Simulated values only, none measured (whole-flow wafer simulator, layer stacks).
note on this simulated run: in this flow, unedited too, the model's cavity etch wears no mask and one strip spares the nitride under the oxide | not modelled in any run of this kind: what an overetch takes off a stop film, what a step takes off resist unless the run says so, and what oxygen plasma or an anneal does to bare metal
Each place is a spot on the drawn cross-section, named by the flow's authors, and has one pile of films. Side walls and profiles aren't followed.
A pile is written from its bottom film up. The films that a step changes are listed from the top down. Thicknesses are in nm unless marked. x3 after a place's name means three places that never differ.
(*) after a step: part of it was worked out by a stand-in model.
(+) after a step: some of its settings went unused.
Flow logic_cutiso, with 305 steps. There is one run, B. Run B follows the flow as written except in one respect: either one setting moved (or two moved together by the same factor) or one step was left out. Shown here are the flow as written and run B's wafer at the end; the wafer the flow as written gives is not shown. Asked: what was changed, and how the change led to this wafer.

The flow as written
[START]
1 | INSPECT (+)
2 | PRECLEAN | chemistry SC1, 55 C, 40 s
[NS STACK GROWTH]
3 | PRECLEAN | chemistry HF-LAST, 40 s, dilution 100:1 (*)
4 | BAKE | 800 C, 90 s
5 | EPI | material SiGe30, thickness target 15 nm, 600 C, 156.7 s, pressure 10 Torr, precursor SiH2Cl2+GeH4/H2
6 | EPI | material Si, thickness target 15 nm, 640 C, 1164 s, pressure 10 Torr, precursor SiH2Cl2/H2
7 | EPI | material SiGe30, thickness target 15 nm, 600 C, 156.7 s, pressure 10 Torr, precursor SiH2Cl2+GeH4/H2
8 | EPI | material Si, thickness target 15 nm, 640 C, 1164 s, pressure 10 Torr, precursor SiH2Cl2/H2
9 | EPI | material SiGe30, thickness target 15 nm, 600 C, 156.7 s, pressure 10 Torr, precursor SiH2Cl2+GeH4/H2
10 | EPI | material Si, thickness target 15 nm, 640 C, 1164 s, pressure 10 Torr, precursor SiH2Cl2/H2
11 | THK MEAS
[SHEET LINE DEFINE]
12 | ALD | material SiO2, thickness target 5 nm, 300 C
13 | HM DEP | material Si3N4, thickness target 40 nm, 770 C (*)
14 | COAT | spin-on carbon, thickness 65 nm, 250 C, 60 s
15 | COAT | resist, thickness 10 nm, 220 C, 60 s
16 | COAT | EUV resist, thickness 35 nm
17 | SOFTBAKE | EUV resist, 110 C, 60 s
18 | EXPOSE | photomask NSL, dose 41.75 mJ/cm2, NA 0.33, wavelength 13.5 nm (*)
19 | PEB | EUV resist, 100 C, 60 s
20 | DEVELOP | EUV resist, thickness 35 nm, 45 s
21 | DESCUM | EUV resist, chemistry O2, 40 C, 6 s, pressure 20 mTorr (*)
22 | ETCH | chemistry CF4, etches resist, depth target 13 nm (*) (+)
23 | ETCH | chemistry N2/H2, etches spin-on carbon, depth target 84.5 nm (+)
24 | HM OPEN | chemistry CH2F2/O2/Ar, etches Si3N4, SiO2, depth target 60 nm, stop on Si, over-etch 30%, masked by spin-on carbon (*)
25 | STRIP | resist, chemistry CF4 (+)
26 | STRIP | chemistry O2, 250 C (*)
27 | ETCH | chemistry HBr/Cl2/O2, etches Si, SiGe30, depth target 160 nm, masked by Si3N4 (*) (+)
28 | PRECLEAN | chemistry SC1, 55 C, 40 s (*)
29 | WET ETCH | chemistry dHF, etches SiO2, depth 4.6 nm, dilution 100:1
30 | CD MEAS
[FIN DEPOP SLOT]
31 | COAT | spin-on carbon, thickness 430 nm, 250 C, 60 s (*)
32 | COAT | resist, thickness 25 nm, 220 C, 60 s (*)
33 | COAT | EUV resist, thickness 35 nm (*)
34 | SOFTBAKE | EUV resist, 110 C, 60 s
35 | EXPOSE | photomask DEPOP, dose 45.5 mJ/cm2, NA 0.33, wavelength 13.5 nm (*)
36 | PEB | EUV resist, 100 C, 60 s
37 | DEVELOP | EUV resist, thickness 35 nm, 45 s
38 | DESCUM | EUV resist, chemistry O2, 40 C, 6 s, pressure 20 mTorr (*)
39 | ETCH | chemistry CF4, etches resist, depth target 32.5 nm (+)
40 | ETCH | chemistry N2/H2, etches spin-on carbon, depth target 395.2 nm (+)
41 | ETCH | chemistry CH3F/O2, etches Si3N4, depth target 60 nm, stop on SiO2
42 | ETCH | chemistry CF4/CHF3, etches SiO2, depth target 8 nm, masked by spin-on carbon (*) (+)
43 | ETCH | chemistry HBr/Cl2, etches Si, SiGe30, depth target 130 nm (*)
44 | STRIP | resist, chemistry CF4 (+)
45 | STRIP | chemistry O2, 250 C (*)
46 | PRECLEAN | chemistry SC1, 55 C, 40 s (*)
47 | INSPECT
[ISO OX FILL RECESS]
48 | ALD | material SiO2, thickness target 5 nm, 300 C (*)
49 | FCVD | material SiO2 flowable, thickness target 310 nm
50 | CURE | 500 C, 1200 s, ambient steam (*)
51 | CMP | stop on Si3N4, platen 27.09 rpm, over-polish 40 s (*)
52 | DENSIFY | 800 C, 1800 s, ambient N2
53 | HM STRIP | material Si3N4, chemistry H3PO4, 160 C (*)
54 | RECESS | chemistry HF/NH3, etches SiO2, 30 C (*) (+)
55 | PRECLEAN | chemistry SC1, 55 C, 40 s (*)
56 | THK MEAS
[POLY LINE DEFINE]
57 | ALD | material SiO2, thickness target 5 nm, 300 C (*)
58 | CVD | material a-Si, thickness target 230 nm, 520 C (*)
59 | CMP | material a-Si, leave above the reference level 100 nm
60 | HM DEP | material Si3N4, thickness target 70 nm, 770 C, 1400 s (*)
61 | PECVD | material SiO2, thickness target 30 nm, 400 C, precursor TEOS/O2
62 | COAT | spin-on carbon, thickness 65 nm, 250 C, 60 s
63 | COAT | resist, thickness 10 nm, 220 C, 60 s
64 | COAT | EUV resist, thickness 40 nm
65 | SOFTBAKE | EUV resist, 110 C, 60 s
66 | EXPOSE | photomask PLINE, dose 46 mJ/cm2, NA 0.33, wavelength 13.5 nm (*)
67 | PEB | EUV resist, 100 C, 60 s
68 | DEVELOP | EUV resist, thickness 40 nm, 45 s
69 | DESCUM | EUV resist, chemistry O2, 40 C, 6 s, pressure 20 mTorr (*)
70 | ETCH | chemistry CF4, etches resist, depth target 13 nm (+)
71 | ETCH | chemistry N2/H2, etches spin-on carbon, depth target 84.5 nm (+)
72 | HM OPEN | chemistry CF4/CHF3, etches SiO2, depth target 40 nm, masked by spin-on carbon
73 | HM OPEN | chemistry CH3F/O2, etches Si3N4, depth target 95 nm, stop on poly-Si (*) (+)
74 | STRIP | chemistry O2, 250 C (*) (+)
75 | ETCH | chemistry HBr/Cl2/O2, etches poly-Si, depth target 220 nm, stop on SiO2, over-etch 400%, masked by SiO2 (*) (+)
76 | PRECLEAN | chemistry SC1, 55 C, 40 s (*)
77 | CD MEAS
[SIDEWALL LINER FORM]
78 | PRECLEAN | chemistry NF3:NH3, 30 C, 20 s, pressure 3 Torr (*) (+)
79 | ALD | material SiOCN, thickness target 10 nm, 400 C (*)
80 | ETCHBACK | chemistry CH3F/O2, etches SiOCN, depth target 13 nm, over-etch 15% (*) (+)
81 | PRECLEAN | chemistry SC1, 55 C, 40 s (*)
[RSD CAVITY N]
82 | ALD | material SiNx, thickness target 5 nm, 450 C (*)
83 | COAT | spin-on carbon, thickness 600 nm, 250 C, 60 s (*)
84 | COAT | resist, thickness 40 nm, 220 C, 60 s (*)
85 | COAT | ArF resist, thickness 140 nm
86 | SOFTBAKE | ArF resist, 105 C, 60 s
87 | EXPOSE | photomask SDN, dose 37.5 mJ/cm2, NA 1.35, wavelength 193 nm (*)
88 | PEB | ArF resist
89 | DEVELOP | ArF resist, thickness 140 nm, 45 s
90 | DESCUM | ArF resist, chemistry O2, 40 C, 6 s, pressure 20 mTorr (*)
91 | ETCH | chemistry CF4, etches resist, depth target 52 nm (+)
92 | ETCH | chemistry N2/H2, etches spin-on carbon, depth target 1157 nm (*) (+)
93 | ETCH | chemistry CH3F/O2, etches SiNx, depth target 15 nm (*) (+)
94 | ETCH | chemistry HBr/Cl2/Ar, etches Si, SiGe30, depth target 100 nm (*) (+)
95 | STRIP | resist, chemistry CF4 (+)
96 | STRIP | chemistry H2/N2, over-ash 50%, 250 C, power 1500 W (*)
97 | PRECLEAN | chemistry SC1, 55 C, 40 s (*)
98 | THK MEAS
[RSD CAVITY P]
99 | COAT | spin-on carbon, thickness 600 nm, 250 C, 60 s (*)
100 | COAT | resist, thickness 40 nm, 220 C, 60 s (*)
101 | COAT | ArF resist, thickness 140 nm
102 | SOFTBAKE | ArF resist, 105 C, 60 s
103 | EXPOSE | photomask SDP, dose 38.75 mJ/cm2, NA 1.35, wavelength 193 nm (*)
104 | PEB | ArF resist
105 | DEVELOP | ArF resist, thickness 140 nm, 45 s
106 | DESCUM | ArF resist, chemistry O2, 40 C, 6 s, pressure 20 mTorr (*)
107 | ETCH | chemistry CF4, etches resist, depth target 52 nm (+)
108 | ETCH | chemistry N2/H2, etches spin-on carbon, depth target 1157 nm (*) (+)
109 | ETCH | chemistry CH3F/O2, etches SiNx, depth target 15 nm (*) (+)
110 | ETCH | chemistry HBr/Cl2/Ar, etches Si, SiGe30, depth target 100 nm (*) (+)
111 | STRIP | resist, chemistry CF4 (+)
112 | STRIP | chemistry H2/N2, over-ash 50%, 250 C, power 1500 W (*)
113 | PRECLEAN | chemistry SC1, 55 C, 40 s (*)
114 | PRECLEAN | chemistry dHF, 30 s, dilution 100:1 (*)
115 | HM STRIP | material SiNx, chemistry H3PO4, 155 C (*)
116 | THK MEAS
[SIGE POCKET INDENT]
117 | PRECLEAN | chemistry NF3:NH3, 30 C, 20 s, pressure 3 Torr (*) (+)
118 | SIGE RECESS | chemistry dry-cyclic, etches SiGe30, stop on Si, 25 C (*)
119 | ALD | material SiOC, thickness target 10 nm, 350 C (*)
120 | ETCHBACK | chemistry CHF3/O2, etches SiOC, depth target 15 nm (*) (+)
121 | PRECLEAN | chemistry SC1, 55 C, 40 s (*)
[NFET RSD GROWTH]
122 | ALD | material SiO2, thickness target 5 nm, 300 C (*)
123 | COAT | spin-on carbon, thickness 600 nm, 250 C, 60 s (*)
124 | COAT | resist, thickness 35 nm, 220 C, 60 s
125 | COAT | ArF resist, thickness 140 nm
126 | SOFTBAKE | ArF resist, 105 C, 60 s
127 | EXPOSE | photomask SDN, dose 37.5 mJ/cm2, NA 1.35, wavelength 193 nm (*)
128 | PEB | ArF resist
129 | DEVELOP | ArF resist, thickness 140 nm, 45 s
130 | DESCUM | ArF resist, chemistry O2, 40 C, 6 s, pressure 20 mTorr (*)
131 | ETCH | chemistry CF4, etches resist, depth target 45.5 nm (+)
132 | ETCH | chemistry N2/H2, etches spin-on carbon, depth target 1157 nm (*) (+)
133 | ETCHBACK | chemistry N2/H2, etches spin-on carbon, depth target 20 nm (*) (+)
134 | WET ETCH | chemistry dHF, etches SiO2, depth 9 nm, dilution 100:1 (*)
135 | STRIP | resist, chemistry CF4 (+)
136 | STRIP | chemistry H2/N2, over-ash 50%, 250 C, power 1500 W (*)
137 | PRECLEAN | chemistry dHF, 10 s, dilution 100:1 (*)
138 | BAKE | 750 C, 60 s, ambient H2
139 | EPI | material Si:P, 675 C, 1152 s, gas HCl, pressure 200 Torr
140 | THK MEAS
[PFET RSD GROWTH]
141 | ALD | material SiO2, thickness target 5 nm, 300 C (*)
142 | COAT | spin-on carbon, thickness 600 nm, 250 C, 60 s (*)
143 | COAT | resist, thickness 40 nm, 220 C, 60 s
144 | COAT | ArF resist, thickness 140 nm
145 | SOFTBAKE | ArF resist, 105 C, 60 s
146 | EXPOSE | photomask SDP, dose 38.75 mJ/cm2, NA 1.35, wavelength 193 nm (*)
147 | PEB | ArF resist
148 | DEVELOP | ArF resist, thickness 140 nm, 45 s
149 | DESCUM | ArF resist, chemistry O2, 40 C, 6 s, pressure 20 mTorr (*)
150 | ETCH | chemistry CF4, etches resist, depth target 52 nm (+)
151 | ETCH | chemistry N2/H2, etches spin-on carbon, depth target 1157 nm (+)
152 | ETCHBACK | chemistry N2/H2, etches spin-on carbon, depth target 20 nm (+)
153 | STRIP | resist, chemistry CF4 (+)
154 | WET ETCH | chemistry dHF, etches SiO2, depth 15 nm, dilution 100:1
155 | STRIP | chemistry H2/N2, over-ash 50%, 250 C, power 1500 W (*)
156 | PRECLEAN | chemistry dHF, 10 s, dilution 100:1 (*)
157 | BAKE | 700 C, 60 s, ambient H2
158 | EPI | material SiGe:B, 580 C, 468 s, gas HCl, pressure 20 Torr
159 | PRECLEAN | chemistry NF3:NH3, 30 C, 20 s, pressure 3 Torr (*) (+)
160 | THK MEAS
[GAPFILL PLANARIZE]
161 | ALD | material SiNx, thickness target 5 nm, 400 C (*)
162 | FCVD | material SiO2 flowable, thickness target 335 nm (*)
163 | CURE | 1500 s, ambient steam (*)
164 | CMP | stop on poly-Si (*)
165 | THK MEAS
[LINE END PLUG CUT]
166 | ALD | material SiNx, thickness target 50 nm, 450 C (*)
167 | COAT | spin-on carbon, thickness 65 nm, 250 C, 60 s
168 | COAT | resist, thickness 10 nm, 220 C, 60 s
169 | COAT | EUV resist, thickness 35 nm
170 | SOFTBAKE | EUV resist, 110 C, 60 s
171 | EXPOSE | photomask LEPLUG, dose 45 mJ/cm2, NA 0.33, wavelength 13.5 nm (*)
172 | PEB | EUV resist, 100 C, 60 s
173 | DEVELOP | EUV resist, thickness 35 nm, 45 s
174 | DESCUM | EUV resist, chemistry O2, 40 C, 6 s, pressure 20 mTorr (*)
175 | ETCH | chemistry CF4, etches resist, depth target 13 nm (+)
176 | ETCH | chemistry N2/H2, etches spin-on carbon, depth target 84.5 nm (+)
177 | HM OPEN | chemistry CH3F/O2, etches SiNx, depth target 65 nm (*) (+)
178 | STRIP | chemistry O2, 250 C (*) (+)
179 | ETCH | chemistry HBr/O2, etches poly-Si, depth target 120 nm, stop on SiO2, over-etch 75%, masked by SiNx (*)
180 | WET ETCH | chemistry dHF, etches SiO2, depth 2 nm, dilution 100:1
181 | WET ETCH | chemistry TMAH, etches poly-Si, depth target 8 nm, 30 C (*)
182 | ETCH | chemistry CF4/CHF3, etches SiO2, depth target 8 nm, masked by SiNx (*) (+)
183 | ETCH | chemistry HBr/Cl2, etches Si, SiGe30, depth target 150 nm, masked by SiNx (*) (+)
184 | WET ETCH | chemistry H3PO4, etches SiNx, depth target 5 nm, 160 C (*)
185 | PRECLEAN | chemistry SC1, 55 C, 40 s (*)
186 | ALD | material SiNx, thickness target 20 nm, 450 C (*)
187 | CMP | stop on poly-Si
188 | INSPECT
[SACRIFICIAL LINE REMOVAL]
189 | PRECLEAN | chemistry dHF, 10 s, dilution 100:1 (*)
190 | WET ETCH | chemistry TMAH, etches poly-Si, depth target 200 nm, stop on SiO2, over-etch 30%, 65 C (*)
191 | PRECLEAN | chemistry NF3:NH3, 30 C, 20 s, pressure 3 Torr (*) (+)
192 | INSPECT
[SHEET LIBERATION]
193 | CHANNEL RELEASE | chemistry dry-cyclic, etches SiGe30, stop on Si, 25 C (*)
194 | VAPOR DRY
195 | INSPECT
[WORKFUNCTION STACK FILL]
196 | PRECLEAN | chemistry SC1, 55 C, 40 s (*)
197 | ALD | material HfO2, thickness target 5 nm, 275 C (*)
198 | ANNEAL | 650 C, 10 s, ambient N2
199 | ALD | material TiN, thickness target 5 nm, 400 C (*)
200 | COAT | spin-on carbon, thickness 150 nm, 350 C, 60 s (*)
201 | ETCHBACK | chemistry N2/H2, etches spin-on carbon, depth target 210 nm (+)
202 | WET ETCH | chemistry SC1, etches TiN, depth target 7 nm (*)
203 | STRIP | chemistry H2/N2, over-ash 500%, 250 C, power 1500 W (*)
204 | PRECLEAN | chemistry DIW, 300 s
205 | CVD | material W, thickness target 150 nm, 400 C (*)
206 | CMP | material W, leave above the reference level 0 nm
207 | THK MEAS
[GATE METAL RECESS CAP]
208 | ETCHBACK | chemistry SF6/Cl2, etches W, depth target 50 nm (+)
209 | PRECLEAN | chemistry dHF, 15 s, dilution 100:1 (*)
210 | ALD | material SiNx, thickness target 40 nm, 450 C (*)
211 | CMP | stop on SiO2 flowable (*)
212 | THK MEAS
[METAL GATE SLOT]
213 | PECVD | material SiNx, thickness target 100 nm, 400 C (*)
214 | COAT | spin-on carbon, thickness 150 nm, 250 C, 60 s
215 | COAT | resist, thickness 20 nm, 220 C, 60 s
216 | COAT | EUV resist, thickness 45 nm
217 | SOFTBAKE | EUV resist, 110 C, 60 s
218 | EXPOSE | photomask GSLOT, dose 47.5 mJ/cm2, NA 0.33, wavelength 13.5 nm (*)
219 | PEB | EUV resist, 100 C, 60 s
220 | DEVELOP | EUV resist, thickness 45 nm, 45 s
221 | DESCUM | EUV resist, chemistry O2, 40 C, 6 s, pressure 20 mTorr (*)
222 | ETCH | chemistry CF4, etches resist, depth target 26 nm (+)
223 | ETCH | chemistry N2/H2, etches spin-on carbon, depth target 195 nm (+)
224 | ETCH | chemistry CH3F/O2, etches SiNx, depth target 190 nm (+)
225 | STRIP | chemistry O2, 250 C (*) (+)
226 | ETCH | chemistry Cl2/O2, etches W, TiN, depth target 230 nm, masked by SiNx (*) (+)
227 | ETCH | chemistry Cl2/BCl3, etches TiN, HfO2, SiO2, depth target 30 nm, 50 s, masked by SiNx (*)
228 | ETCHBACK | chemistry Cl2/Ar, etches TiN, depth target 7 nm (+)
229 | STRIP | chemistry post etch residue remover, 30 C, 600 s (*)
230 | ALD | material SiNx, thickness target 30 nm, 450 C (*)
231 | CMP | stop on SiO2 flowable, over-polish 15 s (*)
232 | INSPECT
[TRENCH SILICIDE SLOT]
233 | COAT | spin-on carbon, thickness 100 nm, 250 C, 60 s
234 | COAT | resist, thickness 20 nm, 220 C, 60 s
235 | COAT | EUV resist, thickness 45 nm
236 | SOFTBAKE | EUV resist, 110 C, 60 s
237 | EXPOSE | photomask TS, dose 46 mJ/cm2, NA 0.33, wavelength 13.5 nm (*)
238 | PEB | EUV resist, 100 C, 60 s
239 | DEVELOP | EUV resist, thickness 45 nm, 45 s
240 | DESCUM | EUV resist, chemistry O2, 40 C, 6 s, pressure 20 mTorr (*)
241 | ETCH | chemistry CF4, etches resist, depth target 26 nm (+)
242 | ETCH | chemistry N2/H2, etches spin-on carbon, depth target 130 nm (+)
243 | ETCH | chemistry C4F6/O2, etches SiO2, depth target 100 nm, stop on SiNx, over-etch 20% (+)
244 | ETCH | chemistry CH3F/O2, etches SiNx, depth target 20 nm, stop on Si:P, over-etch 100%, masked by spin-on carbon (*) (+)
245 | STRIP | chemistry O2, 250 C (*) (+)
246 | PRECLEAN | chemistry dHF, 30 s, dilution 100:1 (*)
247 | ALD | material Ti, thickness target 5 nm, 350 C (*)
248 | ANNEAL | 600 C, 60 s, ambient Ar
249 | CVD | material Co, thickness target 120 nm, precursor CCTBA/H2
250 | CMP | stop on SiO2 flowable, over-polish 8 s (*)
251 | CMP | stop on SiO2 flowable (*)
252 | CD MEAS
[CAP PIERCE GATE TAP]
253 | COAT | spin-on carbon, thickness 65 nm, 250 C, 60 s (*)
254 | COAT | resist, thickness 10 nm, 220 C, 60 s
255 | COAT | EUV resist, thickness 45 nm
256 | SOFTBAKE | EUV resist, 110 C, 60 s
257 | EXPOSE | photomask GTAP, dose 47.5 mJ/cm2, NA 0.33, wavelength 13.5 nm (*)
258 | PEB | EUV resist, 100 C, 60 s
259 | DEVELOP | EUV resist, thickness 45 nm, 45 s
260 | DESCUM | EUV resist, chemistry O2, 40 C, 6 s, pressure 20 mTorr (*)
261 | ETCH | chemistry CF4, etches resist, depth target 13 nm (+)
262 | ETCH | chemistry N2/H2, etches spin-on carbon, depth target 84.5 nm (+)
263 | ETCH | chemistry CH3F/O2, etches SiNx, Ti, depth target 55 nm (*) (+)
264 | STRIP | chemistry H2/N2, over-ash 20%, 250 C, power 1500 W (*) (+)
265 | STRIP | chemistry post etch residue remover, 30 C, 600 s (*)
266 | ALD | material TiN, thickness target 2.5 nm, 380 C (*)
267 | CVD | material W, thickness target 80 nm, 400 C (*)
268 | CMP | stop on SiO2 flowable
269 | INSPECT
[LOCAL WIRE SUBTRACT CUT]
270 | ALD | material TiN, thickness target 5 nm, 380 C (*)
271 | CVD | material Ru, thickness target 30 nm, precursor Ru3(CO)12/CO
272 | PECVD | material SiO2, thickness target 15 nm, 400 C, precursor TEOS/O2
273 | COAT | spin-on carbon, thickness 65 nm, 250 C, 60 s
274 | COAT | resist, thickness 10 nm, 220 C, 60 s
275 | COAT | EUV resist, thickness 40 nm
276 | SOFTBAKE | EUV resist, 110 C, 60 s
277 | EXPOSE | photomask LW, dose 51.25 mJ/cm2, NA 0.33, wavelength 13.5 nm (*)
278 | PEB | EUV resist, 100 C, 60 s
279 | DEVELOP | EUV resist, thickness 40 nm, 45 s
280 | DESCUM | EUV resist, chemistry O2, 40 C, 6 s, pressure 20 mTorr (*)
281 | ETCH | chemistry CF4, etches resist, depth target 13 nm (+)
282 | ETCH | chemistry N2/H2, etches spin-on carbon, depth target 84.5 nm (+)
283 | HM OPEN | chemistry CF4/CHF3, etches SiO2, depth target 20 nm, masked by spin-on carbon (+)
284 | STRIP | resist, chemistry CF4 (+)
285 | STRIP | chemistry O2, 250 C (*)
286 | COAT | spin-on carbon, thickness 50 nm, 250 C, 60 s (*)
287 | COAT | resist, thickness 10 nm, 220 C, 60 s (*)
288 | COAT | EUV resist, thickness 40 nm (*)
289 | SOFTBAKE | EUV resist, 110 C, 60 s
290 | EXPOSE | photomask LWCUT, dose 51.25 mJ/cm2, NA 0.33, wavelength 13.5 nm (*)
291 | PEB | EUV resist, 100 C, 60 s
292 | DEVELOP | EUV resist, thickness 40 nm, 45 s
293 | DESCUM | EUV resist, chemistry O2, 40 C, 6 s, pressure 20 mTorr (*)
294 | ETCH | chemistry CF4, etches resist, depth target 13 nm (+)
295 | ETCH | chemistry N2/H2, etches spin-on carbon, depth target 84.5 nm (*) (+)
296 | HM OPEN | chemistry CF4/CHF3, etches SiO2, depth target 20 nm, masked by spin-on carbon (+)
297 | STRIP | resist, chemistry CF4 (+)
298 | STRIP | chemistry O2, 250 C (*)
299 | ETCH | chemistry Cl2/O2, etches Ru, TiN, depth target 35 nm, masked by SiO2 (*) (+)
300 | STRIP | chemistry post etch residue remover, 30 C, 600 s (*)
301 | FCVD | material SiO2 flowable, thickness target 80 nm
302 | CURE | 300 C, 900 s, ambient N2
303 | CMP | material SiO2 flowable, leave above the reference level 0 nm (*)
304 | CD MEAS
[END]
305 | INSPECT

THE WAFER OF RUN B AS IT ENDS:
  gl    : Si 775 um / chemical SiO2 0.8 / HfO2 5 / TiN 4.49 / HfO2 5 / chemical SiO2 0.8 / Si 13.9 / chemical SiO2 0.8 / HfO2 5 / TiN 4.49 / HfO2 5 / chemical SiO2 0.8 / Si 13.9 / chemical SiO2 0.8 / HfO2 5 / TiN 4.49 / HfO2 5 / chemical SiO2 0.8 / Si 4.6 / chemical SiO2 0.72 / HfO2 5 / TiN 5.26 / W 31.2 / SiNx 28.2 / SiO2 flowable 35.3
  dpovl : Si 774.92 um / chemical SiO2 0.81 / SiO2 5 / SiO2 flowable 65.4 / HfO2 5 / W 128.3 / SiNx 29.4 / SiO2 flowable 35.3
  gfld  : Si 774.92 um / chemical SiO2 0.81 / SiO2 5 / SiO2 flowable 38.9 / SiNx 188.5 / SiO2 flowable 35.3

The reason: step 10, EPI: 524 s was run, though the flow has 1164 s.

Step by step, how the change led to this:
  10 | EPI | material Si, thickness target 15 nm, 640 C, 1164 s, pressure 10 Torr, precursor SiH2Cl2/H2
      depop, dpovl, gfld and 19 more: +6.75 Si (new film) (in the flow as written it would be: +15 Si (new film))
  27 | ETCH | chemistry HBr/Cl2/O2, etches Si, SiGe30, depth target 160 nm, masked by Si3N4 (*) (+)
      gfld, gxf, iso, lnri: -0.79 chemical SiO2 (all of it), -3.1 Si (all of it), -15 SiGe30 (all of it), -15 Si (all of it), -15 SiGe30 (all of it), -15 Si (all of it), -15 SiGe30 (all of it), -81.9 Si (in the flow as written it would be: -0.79 chemical SiO2 (all of it), -11.4 Si (all of it), -15 SiGe30 (all of it), -15 Si (all of it), -15 SiGe30 (all of it), -15 Si (all of it), -15 SiGe30 (all of it), -73.6 Si)
      dpovl, nsgap: -0.79 chemical SiO2 (all of it), -3.5 Si (all of it), -15 SiGe30 (all of it), -15 Si (all of it), -15 SiGe30 (all of it), -15 Si (all of it), -15 SiGe30 (all of it), -81.5 Si (in the flow as written it would be: -0.79 chemical SiO2 (all of it), -11.8 Si (all of it), -15 SiGe30 (all of it), -15 Si (all of it), -15 SiGe30 (all of it), -15 Si (all of it), -15 SiGe30 (all of it), -73.2 Si)
      (as well as at 1 more place)
  43 | ETCH | chemistry HBr/Cl2, etches Si, SiGe30, depth target 130 nm (*)
      depop: -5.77 Si (all of it), -15 SiGe30 (all of it), -15 Si (all of it), -15 SiGe30 (all of it), -15 Si (all of it), -15 SiGe30 (all of it), -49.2 Si (in the flow as written it would be: -14 Si (all of it), -15 SiGe30 (all of it), -15 Si (all of it), -15 SiGe30 (all of it), -15 Si (all of it), -15 SiGe30 (all of it), -41 Si)
  94 | ETCH | chemistry HBr/Cl2/Ar, etches Si, SiGe30, depth target 100 nm (*) (+)
      rsdn, rsdx: -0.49 chemical SiO2 (all of it), -4.57 Si (all of it), -15 SiGe30 (all of it), -15 Si (all of it), -15 SiGe30 (all of it), -15 Si (all of it), -15 SiGe30 (all of it), -20.4 Si (in the flow as written it would be: -0.49 chemical SiO2 (all of it), -12.8 Si (all of it), -15 SiGe30 (all of it), -15 Si (all of it), -15 SiGe30 (all of it), -15 Si (all of it), -15 SiGe30 (all of it), -12.2 Si)
  110 | ETCH | chemistry HBr/Cl2/Ar, etches Si, SiGe30, depth target 100 nm (*) (+)
      rsdp, rsdw: -0.49 chemical SiO2 (all of it), -4.57 Si (all of it), -15 SiGe30 (all of it), -15 Si (all of it), -15 SiGe30 (all of it), -15 Si (all of it), -15 SiGe30 (all of it), -20.4 Si (in the flow as written it would be: -0.49 chemical SiO2 (all of it), -12.8 Si (all of it), -15 SiGe30 (all of it), -15 Si (all of it), -15 SiGe30 (all of it), -15 Si (all of it), -15 SiGe30 (all of it), -12.2 Si)
  183 | ETCH | chemistry HBr/Cl2, etches Si, SiGe30, depth target 150 nm, masked by SiNx (*) (+)
      plug: -5.3 Si (all of it), -15 SiGe30 (all of it), -15 Si (all of it), -15 SiGe30 (all of it), -15 Si (all of it), -15 SiGe30 (all of it), -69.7 Si (in the flow as written it would be: -13.6 Si (all of it), -15 SiGe30 (all of it), -15 Si (all of it), -15 SiGe30 (all of it), -15 Si (all of it), -15 SiGe30 (all of it), -61.4 Si)
